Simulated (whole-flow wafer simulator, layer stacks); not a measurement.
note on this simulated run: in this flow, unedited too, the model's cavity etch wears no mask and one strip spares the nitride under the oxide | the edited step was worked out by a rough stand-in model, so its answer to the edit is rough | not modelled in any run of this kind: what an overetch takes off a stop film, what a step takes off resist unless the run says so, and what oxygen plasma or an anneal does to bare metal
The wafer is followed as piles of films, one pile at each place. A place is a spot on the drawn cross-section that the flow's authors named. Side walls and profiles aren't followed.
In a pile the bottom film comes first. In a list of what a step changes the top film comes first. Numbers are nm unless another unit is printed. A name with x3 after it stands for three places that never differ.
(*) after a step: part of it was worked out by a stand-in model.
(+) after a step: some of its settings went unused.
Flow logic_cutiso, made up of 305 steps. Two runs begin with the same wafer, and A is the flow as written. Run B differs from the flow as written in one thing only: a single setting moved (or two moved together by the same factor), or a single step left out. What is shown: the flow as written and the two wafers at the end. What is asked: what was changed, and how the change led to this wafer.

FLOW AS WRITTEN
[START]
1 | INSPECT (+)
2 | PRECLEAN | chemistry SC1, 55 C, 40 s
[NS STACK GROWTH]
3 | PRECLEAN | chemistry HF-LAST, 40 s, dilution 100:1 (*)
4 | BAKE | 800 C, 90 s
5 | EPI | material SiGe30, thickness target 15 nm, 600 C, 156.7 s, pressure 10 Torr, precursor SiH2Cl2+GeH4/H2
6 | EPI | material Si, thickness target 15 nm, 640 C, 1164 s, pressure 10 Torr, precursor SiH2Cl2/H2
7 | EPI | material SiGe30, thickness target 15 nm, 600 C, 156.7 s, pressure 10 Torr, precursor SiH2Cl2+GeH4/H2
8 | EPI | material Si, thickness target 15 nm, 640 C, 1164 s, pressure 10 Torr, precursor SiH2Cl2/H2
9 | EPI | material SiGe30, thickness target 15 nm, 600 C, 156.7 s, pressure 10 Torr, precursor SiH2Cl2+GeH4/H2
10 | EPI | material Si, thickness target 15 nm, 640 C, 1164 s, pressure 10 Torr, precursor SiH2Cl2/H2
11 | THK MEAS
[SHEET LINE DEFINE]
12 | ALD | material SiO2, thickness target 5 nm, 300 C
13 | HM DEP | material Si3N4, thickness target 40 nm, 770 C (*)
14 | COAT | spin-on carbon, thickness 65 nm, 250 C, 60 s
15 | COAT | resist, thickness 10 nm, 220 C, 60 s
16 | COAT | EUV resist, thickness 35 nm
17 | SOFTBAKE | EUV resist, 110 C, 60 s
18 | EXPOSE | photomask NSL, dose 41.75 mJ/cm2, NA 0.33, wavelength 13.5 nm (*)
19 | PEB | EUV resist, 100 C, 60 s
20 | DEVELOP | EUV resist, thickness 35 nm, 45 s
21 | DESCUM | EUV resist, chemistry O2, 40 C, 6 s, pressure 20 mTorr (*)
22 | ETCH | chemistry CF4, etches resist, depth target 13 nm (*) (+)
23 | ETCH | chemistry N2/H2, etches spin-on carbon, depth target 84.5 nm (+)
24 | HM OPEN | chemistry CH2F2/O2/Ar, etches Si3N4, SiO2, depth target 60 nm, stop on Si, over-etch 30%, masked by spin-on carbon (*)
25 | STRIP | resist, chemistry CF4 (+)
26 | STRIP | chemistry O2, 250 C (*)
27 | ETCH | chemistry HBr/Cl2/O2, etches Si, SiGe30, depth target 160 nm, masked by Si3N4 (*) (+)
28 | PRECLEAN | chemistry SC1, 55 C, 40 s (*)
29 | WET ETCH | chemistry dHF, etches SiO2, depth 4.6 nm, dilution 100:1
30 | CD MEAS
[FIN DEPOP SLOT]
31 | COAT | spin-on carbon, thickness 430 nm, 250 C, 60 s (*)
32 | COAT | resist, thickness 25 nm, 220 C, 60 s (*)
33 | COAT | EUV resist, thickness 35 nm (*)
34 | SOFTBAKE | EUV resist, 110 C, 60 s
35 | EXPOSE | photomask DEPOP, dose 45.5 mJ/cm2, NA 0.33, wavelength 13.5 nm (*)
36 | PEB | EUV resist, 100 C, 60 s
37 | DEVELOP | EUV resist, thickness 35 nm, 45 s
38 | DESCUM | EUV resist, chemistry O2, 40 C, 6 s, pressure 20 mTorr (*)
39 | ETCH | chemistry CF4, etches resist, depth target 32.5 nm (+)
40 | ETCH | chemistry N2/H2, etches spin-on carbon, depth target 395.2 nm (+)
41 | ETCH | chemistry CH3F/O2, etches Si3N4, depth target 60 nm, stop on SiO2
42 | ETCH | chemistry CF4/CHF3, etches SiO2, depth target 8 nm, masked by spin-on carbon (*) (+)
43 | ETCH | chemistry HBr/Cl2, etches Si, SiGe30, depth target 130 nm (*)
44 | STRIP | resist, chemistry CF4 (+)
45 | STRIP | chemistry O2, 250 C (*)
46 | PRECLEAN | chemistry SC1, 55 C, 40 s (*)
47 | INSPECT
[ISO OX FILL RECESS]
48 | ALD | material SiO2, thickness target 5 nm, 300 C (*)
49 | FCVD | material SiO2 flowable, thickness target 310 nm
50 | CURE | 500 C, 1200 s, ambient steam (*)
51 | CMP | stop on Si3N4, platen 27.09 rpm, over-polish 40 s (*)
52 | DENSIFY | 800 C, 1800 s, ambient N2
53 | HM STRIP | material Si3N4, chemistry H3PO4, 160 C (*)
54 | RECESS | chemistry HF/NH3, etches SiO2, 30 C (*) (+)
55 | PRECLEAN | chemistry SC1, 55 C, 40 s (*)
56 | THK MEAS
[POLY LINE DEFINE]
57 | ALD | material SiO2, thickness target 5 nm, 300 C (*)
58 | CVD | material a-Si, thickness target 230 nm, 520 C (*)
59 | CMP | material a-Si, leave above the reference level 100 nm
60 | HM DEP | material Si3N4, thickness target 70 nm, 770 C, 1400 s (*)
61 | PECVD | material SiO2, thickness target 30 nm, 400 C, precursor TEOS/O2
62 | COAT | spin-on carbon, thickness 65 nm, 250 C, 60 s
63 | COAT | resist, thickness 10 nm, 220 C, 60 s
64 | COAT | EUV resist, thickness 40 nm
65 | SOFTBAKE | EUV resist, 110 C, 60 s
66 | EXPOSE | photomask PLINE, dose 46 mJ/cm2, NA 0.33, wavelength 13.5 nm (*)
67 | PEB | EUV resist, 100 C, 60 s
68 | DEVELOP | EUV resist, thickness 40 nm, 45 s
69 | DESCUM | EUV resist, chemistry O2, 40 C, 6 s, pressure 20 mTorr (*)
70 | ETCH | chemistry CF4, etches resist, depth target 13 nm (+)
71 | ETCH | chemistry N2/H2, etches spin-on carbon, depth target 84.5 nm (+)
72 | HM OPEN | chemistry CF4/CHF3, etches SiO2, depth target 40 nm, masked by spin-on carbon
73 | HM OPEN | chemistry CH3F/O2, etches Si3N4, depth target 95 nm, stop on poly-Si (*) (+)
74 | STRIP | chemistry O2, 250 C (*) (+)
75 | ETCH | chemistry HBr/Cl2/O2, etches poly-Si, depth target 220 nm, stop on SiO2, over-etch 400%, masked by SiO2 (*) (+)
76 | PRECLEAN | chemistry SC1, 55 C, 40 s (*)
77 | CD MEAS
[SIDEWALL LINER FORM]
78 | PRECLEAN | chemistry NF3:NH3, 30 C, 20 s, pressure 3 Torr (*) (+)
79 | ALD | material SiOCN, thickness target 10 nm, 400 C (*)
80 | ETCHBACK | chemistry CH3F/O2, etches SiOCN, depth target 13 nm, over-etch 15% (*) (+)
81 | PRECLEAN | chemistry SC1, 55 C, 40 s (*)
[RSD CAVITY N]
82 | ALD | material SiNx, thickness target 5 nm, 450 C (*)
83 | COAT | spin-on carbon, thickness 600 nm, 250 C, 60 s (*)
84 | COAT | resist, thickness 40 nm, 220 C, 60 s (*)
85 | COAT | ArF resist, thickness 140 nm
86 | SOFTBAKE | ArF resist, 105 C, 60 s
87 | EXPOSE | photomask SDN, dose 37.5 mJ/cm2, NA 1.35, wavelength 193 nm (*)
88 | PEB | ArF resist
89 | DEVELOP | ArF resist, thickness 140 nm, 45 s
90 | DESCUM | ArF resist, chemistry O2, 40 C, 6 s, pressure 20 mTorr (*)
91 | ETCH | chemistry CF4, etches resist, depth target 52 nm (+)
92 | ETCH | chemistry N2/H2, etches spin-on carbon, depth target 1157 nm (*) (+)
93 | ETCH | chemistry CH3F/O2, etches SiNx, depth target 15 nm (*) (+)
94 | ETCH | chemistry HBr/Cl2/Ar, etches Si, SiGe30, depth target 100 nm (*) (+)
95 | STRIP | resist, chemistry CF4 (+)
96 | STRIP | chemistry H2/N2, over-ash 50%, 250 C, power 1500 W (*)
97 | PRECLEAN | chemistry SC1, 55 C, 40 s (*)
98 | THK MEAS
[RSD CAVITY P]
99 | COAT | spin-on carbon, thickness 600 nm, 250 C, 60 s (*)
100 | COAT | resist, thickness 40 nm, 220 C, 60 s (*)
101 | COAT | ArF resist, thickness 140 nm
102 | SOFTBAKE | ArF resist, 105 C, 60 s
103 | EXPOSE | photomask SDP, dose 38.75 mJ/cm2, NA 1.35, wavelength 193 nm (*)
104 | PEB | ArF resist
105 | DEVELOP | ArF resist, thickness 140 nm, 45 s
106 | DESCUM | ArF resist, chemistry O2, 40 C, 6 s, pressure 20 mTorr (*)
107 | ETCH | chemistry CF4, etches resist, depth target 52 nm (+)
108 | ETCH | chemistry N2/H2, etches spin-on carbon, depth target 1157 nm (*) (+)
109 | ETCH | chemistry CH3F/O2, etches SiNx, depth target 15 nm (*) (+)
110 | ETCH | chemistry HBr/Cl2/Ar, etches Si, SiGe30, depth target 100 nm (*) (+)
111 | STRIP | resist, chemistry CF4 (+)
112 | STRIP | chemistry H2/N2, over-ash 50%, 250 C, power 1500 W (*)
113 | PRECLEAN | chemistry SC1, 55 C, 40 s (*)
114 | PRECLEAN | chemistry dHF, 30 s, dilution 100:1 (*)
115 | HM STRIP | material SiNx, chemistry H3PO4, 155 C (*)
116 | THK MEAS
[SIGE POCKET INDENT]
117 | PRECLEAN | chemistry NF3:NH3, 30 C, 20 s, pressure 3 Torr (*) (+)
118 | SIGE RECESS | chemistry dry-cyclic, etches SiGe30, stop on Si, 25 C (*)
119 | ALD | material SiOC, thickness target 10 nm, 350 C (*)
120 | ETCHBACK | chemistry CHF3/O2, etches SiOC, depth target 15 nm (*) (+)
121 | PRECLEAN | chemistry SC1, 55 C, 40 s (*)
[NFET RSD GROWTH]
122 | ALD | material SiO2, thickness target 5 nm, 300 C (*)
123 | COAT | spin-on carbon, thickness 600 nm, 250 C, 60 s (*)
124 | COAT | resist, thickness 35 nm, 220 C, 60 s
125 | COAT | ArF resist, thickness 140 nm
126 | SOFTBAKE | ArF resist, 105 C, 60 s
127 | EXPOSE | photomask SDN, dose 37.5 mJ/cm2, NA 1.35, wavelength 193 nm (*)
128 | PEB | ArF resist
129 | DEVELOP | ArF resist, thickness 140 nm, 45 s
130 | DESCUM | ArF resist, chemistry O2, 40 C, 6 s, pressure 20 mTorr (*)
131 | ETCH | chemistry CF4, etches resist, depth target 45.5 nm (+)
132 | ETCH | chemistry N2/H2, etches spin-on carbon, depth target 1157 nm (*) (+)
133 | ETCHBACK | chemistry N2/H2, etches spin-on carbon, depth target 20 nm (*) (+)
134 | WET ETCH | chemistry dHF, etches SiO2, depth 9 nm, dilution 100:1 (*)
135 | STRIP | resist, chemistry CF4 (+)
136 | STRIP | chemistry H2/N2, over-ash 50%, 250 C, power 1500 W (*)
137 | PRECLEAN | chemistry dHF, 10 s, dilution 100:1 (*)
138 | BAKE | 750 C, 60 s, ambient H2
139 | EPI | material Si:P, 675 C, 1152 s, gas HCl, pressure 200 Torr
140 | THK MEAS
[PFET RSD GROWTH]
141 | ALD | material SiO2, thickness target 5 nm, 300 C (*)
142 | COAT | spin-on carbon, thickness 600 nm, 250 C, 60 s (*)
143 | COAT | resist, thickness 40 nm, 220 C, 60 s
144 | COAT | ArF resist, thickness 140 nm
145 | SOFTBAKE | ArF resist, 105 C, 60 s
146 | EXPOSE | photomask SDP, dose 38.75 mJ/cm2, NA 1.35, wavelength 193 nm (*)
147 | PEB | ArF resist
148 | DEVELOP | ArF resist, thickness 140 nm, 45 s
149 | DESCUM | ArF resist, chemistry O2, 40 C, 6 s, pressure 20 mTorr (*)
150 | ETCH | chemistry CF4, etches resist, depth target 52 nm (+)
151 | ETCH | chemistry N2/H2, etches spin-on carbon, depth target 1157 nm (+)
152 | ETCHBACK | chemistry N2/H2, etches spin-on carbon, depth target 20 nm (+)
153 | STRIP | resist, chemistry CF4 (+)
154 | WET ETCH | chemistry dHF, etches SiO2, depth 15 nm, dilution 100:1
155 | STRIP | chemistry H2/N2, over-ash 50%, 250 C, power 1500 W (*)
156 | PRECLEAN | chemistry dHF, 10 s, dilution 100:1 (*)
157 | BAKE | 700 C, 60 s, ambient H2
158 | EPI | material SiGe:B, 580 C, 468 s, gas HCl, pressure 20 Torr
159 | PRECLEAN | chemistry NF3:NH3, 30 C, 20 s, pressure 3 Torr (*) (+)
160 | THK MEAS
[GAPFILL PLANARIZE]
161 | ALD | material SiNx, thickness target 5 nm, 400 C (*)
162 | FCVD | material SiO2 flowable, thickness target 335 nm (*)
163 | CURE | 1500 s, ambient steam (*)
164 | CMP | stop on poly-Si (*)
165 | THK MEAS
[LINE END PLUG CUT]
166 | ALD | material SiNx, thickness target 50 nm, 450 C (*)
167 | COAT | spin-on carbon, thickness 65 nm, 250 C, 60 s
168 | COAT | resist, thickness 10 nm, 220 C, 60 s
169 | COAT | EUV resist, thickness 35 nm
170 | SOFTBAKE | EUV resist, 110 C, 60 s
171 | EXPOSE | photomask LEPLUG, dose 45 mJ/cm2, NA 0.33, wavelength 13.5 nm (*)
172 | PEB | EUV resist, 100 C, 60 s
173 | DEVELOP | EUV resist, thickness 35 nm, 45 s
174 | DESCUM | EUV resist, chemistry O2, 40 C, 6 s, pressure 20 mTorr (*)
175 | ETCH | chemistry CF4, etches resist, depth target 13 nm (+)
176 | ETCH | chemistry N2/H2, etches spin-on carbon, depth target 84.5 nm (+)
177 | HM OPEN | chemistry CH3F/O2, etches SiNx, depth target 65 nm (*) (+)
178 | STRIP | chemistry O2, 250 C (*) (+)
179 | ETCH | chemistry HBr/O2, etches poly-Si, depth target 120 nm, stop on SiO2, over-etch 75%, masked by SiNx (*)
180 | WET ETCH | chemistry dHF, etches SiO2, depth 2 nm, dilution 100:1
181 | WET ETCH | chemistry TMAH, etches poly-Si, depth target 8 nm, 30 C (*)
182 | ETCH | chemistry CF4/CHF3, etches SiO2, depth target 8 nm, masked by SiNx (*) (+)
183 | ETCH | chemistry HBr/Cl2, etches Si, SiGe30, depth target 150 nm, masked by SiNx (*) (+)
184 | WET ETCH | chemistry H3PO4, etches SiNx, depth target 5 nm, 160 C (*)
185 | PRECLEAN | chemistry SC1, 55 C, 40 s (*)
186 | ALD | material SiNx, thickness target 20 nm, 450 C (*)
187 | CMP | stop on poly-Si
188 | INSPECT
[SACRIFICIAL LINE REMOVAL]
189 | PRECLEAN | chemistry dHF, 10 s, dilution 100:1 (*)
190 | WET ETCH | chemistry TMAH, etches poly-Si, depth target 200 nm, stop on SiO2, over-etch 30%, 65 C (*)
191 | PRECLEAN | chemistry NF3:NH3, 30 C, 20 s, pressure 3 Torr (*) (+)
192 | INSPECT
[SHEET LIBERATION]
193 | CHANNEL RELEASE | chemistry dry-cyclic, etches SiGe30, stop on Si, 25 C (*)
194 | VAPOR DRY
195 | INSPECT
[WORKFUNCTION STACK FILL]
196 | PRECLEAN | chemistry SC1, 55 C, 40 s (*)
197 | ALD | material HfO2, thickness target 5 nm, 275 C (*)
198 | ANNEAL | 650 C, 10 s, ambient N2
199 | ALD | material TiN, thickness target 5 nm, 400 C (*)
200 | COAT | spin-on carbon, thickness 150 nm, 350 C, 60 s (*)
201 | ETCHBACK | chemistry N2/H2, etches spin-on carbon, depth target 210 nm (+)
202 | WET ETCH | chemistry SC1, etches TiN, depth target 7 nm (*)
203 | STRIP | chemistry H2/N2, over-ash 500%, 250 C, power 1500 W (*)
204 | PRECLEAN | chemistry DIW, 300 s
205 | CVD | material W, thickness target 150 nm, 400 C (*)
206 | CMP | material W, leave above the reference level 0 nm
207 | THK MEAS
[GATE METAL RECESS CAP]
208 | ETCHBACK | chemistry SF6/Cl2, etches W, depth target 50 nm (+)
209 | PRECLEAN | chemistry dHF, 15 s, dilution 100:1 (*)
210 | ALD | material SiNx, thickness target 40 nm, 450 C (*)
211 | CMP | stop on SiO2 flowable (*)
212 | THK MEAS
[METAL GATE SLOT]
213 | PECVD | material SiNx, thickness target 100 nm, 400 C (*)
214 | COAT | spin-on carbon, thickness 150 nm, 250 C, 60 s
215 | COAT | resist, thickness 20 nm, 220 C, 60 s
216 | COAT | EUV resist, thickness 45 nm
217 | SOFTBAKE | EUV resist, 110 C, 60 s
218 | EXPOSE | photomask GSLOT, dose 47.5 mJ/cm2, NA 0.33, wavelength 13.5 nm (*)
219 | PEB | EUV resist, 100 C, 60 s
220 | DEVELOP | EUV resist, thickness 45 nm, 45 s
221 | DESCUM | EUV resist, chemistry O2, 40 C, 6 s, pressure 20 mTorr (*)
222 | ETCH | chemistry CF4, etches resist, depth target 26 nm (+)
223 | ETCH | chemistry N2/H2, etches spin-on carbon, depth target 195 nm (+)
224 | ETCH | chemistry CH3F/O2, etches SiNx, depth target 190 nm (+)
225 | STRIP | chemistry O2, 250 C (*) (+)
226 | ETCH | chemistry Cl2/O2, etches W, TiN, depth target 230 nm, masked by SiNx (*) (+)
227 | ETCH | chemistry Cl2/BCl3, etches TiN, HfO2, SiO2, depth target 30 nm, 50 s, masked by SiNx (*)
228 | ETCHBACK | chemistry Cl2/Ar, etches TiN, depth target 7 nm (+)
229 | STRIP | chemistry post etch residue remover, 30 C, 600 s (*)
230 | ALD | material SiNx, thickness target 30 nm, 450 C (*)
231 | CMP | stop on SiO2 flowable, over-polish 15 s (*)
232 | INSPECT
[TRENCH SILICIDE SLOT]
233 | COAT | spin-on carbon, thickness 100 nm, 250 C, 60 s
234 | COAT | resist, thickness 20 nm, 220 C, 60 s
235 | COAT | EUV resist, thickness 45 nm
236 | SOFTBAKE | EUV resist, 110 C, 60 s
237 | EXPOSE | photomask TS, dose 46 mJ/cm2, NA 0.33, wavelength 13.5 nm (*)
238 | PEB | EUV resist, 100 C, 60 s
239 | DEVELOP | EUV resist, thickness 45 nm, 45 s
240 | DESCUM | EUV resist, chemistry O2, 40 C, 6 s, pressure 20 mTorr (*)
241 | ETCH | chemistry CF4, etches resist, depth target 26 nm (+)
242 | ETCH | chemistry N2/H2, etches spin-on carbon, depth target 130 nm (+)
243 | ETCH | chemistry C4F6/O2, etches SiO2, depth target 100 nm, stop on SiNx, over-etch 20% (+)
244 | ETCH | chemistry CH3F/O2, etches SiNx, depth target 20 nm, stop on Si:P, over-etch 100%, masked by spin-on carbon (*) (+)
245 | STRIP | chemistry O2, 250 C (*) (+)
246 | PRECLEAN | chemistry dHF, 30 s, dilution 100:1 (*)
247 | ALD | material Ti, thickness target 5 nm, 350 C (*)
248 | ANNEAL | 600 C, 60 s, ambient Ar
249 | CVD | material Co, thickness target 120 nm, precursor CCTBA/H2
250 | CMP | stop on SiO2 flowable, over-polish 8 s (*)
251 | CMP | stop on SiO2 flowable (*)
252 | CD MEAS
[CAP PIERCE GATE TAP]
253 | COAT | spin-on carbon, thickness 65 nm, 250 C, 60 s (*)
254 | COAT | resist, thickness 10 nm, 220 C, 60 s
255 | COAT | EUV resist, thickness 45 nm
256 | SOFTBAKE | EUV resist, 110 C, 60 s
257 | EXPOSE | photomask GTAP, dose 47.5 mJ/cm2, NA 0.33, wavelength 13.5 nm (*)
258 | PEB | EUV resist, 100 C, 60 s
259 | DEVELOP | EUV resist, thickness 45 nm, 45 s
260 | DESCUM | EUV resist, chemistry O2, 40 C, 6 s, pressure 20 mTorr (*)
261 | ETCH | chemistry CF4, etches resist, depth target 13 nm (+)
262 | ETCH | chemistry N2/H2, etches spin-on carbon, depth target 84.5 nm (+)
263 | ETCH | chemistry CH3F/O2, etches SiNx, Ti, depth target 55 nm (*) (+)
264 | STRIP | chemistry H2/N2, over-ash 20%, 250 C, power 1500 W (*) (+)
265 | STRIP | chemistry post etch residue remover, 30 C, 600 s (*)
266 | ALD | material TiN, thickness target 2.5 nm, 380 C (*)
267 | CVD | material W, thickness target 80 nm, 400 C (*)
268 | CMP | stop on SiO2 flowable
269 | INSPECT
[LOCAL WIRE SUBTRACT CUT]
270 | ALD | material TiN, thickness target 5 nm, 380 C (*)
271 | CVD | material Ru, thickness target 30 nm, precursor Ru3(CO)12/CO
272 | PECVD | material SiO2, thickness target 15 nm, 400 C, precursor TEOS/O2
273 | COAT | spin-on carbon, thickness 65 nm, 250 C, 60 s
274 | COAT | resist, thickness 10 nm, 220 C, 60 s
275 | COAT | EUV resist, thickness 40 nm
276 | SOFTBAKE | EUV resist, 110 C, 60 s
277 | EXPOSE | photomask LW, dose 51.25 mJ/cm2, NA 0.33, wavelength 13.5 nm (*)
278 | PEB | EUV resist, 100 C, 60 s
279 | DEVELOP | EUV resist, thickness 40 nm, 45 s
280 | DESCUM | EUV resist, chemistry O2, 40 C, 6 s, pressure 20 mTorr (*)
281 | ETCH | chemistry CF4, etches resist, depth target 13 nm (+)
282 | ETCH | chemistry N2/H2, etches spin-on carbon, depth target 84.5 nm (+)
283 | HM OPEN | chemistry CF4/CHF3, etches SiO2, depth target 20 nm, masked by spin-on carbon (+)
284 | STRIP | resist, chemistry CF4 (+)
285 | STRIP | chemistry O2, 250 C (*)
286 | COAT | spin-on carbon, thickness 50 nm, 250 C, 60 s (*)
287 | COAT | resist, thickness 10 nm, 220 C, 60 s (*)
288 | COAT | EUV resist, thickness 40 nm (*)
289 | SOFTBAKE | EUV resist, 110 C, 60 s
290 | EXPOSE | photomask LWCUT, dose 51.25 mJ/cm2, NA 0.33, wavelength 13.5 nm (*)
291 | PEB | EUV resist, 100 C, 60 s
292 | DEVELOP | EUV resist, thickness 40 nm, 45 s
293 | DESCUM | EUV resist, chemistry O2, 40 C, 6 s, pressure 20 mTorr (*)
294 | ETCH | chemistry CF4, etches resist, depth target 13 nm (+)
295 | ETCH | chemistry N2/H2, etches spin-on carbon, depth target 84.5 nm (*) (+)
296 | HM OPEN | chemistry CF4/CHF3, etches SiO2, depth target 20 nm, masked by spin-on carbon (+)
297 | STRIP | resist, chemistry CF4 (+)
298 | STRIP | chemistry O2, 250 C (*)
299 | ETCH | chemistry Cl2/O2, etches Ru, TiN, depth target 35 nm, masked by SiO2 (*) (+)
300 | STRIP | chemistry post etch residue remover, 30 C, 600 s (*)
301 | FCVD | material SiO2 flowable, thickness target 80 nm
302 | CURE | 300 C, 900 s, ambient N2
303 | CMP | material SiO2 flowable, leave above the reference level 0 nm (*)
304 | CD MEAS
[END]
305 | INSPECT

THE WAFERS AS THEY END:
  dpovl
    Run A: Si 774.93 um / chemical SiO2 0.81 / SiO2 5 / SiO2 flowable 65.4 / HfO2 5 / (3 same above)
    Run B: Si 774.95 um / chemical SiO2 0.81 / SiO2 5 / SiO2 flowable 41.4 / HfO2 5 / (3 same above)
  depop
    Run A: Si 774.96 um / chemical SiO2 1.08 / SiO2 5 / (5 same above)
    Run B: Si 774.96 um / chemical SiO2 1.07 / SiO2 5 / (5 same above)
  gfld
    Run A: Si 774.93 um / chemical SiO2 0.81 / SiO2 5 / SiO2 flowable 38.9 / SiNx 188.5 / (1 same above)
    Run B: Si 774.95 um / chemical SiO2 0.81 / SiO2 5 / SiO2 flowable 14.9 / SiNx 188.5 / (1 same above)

What caused this: step 27, ETCH: depth target 136 nm was run, though the flow has depth target 160 nm.

How this came from the change, step by step:
  27 | ETCH | chemistry HBr/Cl2/O2, etches Si, SiGe30, depth target 160 nm, masked by Si3N4 (*) (+)
      depop, gl, glp and 12 more: A -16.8 Si3N4 | B -14.6 Si3N4
      gfld, gxf, iso, lnri: A -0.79 chemical SiO2 (all of it), -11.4 Si (all of it), -15 SiGe30 (all of it), -15 Si (all of it), -15 SiGe30 (all of it), -15 Si (all of it), -15 SiGe30 (all of it), -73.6 Si | B -0.79 chemical SiO2 (all of it), -11.4 Si (all of it), -15 SiGe30 (all of it), -15 Si (all of it), -15 SiGe30 (all of it), -15 Si (all of it), -15 SiGe30 (all of it), -49.6 Si
      (also at 3 further places)
  31 | COAT | spin-on carbon, thickness 430 nm, 250 C, 60 s (*)
      depop, ns: A +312 spin-on carbon (new film) | B +325.4 spin-on carbon (new film)
      gfld, lnri: A +570.2 spin-on carbon (new film) | B +554.3 spin-on carbon (new film)
      (also at 2 further places)
  40 | ETCH | chemistry N2/H2, etches spin-on carbon, depth target 395.2 nm (+)
      depop: A -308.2 spin-on carbon (all of it), -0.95 Si3N4 | B -321.7 spin-on carbon (all of it), -0.8 Si3N4
  41 | ETCH | chemistry CH3F/O2, etches Si3N4, depth target 60 nm, stop on SiO2
      depop: A -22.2 Si3N4 (all of it), -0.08 SiO2 | B -24.6 Si3N4 (all of it), -0.08 SiO2
      dpovl: A -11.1 spin-on carbon | B -12.2 spin-on carbon
  42 | ETCH | chemistry CF4/CHF3, etches SiO2, depth target 8 nm, masked by spin-on carbon (*) (+)
      gfld: A -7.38 resist | B -7.14 resist (all of it), -0.08 spin-on carbon
      gxf: A -7.42 resist (all of it) | B -6.85 resist (all of it), -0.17 spin-on carbon
      (also at 6 further places)
  45 | STRIP | chemistry O2, 250 C (*)
      gfld, lnri: A +0.82 chemical SiO2 (new film), -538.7 spin-on carbon (all of it), -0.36 Si | B +0.81 chemical SiO2 (new film), -522.2 spin-on carbon (all of it), -0.36 Si
      dpovl: A +0.82 chemical SiO2 (new film), -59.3 spin-on carbon (all of it), -0.36 Si | B +0.81 chemical SiO2 (new film), -49.8 spin-on carbon (all of it), -0.36 Si
      (also at 3 further places)
  49 | FCVD | material SiO2 flowable, thickness target 310 nm
      gl, glp, gxn and 10 more: A +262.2 SiO2 flowable (new film) | B +267.6 SiO2 flowable (new film)
      gfld, gxf, iso, lnri: A +453.9 SiO2 flowable (new film) | B +437.5 SiO2 flowable (new film)
      (also at 5 further places)
  51 | CMP | stop on Si3N4, platen 27.09 rpm, over-polish 40 s (*)
      lnrt, rsdn, tap: A -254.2 SiO2 flowable (all of it), -5 SiO2 (all of it), -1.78 Si3N4 | B -259.5 SiO2 flowable (all of it), -5 SiO2 (all of it), -1.78 Si3N4
      dpovl, isow: A -200.4 SiO2 flowable | B -210.5 SiO2 flowable
      (also at 17 further places)
  52 | DENSIFY | 800 C, 1800 s, ambient N2
      gfld, gxf, iso, lnri: A -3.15 SiO2 flowable | B -2.64 SiO2 flowable
  53 | HM STRIP | material Si3N4, chemistry H3PO4, 160 C (*)
      gl, glp, gxn and 11 more: A -21.4 Si3N4 (all of it), -0.36 SiO2 | B -23.6 Si3N4 (all of it), -0.4 SiO2
  54 | RECESS | chemistry HF/NH3, etches SiO2, 30 C (*) (+)
      gfld, gxf, iso, lnri: A -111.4 SiO2 flowable | B -113.9 SiO2 flowable
      dpovl: A -111.5 SiO2 flowable | B -113.8 SiO2 flowable
